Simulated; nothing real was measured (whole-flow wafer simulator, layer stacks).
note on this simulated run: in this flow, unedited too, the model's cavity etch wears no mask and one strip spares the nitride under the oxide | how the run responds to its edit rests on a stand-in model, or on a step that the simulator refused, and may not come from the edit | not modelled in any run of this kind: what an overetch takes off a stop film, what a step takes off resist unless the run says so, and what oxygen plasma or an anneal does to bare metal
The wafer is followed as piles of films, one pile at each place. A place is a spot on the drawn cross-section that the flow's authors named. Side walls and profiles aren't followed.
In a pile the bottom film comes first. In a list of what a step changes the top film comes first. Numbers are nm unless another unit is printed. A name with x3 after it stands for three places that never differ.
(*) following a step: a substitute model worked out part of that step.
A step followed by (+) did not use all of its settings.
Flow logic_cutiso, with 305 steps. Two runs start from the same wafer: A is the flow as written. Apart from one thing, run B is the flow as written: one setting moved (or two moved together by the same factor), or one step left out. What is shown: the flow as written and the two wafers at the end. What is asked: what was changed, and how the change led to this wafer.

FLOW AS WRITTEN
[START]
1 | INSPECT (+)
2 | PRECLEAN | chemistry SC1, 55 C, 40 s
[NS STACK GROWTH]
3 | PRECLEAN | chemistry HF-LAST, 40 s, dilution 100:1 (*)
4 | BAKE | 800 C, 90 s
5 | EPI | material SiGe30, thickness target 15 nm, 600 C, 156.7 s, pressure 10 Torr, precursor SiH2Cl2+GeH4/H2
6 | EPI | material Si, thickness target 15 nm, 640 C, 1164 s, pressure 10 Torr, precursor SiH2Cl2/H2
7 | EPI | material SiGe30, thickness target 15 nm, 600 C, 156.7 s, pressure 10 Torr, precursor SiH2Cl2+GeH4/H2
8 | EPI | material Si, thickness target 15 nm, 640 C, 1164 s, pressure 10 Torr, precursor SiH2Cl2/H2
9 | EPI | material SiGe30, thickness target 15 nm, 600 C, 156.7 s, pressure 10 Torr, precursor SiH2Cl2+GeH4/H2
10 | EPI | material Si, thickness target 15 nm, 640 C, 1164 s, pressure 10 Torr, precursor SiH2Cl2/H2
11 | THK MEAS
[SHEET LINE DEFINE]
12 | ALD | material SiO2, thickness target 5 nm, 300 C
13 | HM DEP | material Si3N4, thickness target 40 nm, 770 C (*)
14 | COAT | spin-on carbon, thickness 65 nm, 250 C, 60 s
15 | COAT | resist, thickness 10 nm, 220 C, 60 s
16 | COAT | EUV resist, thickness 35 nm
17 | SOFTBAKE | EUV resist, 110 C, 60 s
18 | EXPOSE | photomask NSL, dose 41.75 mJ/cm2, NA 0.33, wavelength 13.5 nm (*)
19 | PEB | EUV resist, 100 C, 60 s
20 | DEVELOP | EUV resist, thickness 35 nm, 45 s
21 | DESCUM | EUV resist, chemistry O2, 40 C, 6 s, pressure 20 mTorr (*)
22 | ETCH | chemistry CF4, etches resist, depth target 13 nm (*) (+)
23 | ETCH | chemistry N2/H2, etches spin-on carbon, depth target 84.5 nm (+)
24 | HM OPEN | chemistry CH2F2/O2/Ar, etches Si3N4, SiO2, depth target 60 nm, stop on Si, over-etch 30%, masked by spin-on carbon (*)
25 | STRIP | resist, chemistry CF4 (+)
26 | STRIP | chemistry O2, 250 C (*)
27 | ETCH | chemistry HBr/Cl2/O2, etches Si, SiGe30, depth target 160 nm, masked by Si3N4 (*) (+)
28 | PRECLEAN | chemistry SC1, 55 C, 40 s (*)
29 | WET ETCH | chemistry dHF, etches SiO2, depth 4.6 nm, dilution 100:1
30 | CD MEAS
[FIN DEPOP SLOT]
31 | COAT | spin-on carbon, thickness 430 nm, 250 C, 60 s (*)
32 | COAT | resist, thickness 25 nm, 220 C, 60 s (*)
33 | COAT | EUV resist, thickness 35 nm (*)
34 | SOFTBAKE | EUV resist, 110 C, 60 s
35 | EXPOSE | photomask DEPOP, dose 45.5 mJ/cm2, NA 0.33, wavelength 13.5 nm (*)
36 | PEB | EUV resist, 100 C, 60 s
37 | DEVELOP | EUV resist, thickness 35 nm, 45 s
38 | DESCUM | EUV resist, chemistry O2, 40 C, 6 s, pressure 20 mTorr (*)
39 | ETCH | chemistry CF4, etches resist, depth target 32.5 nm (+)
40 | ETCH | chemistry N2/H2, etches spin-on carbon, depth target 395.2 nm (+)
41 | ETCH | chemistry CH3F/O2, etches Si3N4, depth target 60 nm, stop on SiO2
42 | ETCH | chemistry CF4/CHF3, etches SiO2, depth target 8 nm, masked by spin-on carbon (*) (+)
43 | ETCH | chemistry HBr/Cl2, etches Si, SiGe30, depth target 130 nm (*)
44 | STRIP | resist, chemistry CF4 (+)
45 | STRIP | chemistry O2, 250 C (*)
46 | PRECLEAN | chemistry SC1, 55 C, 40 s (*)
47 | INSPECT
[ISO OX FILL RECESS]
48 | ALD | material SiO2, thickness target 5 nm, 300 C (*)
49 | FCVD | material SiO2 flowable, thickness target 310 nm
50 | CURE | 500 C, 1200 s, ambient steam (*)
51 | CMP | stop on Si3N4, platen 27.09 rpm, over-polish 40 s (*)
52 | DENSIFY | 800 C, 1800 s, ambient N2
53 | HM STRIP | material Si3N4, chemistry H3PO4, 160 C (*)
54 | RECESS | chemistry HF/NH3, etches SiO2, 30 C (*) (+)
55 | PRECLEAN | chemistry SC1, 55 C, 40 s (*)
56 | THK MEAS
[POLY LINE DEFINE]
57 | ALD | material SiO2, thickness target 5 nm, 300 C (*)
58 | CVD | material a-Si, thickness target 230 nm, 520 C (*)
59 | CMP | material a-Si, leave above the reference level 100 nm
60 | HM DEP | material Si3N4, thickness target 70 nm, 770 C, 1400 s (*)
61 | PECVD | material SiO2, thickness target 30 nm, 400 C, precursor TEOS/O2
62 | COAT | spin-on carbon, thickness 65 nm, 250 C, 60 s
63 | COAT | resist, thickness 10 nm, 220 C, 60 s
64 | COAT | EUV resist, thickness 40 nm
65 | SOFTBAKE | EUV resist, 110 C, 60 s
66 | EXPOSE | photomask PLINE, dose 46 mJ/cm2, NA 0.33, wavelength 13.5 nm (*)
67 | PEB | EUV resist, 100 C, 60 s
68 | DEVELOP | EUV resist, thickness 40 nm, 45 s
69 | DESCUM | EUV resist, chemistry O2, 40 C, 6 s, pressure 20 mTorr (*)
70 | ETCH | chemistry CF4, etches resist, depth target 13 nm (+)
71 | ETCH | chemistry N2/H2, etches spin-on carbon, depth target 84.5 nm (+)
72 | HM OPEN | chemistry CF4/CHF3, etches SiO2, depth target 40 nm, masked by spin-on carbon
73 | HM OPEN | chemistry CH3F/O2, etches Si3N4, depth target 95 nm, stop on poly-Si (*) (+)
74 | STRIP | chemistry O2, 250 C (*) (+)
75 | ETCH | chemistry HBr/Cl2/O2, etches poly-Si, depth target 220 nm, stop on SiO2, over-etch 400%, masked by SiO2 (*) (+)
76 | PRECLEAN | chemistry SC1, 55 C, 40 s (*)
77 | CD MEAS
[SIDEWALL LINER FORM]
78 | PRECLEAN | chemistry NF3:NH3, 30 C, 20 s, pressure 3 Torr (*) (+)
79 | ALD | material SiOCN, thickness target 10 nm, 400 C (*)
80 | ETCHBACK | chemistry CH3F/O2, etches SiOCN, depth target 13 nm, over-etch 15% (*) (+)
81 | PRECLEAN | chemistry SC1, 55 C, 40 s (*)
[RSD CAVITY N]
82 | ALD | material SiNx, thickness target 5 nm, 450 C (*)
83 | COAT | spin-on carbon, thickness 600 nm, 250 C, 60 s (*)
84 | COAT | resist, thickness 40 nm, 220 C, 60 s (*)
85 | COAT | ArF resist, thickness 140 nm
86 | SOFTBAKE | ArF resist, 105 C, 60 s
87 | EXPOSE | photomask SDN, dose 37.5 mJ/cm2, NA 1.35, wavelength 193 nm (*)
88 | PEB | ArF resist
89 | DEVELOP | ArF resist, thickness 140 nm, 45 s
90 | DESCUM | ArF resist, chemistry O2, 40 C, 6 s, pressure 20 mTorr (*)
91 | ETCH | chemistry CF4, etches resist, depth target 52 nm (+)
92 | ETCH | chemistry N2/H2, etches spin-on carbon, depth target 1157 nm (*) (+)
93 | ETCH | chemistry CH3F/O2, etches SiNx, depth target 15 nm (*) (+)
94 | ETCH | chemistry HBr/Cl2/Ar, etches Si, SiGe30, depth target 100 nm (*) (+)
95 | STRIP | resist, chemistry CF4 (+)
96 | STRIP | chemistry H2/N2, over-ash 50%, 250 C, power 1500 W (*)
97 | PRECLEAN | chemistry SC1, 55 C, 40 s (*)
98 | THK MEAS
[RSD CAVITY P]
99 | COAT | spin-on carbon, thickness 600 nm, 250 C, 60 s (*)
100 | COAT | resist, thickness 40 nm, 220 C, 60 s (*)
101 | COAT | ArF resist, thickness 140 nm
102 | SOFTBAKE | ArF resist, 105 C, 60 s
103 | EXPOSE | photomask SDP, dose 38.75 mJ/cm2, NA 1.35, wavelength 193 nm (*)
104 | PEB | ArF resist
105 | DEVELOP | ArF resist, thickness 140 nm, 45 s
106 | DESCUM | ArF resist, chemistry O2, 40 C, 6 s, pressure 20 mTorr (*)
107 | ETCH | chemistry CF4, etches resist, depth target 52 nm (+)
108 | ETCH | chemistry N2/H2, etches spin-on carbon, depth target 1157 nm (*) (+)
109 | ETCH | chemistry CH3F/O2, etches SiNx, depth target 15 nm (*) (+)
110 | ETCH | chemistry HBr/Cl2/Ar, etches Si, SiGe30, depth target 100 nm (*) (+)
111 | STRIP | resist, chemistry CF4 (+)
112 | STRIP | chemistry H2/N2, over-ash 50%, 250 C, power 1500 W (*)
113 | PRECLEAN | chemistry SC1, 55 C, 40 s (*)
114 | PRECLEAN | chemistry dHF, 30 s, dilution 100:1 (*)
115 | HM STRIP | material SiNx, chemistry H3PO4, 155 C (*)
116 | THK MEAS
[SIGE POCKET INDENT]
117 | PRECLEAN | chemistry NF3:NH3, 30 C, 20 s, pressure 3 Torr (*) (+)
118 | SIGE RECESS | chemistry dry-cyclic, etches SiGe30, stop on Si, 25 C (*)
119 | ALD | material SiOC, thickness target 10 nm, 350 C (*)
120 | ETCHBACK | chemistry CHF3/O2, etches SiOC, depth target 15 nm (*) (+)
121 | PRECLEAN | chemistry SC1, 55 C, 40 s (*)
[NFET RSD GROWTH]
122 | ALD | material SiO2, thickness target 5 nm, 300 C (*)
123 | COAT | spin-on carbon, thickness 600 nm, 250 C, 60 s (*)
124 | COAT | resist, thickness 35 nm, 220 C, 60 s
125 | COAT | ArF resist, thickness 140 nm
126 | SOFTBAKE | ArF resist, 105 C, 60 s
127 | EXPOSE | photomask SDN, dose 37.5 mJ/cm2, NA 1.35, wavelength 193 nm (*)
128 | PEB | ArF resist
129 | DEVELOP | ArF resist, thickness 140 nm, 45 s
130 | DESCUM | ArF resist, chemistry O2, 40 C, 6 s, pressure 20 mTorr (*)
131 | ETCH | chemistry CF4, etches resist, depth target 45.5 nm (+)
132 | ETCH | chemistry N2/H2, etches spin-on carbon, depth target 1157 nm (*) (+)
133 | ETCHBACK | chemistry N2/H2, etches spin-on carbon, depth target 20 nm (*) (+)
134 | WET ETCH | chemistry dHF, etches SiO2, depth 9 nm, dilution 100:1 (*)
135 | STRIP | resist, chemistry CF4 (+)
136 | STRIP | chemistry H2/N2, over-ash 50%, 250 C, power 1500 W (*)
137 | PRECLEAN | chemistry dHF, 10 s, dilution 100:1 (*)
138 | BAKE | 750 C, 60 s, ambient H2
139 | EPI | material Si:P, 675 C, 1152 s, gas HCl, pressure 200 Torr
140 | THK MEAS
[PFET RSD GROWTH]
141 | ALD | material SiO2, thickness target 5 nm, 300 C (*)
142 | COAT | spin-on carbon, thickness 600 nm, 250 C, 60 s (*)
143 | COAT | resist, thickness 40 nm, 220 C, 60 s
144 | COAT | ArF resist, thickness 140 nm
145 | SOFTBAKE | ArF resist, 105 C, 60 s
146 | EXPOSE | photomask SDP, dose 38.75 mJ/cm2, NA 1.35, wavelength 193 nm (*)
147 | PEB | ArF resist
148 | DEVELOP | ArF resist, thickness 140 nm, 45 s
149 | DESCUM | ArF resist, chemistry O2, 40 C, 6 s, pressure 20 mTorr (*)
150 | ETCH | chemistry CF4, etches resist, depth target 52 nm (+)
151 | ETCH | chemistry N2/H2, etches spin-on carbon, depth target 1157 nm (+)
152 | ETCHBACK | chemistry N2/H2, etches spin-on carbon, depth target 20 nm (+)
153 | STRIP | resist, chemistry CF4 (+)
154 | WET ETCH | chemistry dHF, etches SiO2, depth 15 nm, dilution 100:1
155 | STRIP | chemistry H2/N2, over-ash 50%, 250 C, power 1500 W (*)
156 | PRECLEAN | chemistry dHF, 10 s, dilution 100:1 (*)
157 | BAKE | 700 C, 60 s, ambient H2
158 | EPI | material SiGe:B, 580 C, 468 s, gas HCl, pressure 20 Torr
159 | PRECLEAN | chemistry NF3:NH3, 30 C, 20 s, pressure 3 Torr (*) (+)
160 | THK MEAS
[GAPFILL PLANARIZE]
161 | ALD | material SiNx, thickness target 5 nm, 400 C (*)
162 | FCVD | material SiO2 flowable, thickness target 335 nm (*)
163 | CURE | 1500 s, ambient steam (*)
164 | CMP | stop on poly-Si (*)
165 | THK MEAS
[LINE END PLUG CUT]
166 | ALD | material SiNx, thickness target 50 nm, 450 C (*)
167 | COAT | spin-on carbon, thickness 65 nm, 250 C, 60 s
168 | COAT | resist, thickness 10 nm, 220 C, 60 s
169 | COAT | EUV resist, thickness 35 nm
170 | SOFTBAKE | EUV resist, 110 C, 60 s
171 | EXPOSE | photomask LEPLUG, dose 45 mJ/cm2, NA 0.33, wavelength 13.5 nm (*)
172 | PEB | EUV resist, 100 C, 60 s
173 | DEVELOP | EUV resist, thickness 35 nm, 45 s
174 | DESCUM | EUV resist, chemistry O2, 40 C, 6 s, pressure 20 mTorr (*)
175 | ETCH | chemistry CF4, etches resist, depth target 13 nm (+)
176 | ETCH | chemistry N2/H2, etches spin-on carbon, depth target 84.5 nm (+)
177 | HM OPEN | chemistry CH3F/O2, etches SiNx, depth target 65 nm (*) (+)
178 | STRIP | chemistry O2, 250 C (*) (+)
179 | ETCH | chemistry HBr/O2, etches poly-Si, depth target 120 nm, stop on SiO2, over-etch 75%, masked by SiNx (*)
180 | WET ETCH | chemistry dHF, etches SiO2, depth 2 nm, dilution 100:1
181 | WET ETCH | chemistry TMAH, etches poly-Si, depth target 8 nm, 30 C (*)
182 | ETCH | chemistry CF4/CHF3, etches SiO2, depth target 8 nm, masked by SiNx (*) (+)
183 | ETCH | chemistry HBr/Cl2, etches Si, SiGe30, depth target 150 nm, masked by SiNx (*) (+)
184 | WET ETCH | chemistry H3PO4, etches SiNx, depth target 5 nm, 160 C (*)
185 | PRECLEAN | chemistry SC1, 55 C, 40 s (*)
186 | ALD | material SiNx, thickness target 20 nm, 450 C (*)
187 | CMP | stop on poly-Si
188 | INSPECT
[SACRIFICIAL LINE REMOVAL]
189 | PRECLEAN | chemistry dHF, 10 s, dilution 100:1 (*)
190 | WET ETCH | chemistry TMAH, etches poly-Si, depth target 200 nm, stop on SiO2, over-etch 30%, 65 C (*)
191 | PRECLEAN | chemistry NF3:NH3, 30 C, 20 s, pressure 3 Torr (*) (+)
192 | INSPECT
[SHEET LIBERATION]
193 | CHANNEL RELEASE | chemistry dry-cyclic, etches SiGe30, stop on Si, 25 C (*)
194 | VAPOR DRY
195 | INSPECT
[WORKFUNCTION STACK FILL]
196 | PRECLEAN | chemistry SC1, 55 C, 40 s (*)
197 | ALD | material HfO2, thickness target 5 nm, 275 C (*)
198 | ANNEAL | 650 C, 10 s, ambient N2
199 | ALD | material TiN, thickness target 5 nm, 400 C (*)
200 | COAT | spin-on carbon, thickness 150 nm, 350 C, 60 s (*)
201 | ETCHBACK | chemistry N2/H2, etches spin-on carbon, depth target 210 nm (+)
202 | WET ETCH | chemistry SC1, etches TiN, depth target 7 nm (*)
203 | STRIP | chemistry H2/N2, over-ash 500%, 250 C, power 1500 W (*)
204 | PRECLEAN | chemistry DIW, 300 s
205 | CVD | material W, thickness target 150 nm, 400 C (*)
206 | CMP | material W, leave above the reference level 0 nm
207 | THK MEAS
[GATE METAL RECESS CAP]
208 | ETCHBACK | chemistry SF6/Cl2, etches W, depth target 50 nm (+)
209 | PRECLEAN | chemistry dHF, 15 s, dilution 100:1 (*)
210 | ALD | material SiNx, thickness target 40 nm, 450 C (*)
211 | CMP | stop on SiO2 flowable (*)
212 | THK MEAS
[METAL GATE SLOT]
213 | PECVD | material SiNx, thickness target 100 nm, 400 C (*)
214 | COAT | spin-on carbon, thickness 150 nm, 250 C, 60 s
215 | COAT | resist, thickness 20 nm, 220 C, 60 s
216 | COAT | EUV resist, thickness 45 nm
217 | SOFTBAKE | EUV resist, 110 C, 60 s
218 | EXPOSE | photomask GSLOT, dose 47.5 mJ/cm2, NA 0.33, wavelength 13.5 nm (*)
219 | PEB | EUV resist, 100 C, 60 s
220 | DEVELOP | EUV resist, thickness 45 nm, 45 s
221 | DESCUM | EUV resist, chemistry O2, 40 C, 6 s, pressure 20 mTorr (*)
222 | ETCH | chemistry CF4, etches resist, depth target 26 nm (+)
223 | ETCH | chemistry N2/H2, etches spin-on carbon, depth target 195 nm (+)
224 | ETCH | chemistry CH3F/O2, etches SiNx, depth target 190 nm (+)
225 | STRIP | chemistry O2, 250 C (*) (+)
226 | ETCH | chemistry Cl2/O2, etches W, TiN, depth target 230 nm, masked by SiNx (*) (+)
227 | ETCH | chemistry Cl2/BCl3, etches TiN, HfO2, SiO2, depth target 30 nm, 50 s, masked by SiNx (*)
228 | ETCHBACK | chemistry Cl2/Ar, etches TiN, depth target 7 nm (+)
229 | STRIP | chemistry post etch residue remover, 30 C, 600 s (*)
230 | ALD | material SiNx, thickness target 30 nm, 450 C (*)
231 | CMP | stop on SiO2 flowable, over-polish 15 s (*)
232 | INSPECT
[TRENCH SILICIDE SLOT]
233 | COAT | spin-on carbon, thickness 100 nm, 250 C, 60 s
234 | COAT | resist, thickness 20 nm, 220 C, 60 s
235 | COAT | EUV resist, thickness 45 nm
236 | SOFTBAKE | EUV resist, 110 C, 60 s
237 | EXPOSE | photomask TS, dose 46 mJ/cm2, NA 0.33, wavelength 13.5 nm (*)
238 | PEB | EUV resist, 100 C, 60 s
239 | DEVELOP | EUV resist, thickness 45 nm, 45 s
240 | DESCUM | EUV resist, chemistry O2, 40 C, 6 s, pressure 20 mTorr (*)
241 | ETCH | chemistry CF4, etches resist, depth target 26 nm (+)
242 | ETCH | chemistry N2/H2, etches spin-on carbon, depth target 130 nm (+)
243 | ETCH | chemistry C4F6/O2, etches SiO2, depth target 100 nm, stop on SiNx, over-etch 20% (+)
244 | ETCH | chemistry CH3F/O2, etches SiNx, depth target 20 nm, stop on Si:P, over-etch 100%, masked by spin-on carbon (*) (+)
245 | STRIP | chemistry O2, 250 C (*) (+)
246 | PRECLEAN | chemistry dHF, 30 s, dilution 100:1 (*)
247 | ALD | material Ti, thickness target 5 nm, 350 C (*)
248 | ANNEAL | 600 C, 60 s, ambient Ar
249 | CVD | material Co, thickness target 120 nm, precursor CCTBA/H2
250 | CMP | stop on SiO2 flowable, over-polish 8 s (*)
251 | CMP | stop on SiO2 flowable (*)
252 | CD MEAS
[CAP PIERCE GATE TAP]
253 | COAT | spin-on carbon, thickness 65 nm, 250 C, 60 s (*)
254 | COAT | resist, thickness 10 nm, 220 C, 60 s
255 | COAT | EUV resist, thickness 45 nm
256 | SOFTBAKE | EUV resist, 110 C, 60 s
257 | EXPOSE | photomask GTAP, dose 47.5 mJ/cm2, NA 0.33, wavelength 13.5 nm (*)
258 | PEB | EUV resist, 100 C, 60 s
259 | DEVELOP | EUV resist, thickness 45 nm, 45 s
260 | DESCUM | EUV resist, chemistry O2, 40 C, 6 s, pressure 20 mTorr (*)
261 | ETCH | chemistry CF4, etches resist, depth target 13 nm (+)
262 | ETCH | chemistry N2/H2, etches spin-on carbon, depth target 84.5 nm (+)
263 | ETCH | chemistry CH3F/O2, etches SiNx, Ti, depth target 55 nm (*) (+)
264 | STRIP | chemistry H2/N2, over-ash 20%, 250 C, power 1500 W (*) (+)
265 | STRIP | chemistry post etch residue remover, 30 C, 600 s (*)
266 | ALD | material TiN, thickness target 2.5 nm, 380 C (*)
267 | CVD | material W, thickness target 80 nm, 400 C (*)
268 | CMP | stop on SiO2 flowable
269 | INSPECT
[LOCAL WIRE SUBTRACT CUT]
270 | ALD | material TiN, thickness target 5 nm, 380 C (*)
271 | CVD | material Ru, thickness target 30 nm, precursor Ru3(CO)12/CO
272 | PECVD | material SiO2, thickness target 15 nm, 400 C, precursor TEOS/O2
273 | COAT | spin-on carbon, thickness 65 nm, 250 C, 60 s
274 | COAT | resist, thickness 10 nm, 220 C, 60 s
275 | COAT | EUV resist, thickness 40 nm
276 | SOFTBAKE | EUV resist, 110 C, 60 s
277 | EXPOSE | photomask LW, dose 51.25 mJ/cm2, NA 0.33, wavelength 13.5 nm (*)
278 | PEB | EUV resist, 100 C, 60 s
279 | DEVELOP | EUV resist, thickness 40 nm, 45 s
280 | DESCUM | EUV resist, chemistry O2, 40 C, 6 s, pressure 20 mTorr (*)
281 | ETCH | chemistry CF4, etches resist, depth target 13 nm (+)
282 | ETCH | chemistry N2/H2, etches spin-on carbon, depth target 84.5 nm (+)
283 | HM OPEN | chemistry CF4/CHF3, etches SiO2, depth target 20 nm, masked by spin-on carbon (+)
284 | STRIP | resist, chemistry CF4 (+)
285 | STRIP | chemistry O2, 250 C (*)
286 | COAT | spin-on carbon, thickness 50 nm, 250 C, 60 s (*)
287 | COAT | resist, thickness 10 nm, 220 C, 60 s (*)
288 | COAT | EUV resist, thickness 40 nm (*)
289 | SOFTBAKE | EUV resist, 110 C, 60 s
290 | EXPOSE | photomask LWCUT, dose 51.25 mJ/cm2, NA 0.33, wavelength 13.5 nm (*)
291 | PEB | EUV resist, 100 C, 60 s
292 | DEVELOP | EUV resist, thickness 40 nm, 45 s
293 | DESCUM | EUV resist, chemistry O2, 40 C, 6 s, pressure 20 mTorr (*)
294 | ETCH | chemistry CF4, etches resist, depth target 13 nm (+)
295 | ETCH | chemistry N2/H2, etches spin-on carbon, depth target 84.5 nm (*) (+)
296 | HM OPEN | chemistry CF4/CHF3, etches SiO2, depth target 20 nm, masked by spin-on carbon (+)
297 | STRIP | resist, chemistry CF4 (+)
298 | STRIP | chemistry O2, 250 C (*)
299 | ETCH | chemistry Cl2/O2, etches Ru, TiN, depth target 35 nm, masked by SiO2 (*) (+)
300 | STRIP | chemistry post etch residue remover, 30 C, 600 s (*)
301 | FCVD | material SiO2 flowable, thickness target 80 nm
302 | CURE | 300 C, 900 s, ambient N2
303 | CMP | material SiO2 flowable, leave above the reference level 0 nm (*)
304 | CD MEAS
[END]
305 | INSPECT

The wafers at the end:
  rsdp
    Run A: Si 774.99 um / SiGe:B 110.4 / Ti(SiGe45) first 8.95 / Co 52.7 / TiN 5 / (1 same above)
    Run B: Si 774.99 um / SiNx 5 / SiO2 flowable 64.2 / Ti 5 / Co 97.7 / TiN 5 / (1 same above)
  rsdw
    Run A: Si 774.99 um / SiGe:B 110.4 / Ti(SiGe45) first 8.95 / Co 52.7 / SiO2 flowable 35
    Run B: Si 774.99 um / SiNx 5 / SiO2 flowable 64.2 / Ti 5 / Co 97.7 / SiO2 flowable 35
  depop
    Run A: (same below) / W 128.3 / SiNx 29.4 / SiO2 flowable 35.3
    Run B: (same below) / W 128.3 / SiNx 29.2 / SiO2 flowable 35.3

Cause: step 158, EPI: material SiGe:B, 580 C, 468 s, gas HCl, pressure 20 Torr, was skipped.

Step by step, how the change led to this:
  162 | FCVD | material SiO2 flowable, thickness target 335 nm (*)
      gfld, gxf, plug: A +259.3 SiO2 flowable (new film) | B +243.6 SiO2 flowable (new film)
      lnr, lnrt: A +268.4 SiO2 flowable (new film) | B +252.6 SiO2 flowable (new film)
      (as well as at 12 more places)
  164 | CMP | stop on poly-Si (*)
      iso, rsdn, rsdp, rsdx: A -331 SiO2 flowable | B -315.5 SiO2 flowable
      gfld, gxf: A -251.9 SiO2 flowable (all of it), -5 SiNx (all of it), -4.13 SiO2 (all of it), -70 Si3N4 (all of it) | B -236.3 SiO2 flowable (all of it), -5 SiNx (all of it), -4.13 SiO2 (all of it), -70 Si3N4 (all of it)
      (as well as at 11 more places)
  243 | ETCH | chemistry C4F6/O2, etches SiO2, depth target 100 nm, stop on SiNx, over-etch 20% (+)
      rsdp, rsdw: A -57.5 SiO2 flowable (all of it) | B -100 SiO2 flowable
      depop, dpovl, gfld and 16 more: A -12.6 resist (all of it), -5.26 spin-on carbon | B -12.6 resist (all of it), -8.36 spin-on carbon
  244 | ETCH | chemistry CH3F/O2, etches SiNx, depth target 20 nm, stop on Si:P, over-etch 100%, masked by spin-on carbon (*) (+)
      rsdp, rsdw: A -5 SiNx (all of it) | B -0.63 SiO2 flowable
  245 | STRIP | chemistry O2, 250 C (*) (+)
      rsdp, rsdw: A +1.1 chemical SiO2 (new film), -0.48 SiGe:B | B nothing
      depop, dpovl, gfld and 15 more: A -90 spin-on carbon (all of it) | B -86.9 spin-on carbon (all of it)
      (as well as at 1 more place)
  246 | PRECLEAN | chemistry dHF, 30 s, dilution 100:1 (*)
      rsdp, rsdw: A -1.1 chemical SiO2 (all of it) | B -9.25 SiO2 flowable
  248 | ANNEAL | 600 C, 60 s, ambient Ar
      rsdp, rsdw: A +8.95 Ti(SiGe45) first (new film), -5 Ti (all of it), -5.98 SiGe:B | B nothing
  249 | CVD | material Co, thickness target 120 nm, precursor CCTBA/H2
      rsdp, rsdw: A +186 Co (new film) | B +230.9 Co (new film)
  251 | CMP | stop on SiO2 flowable (*)
      iso: A -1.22 Co (all of it), -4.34 Ti | B -0.46 Co (all of it), -4.42 Ti
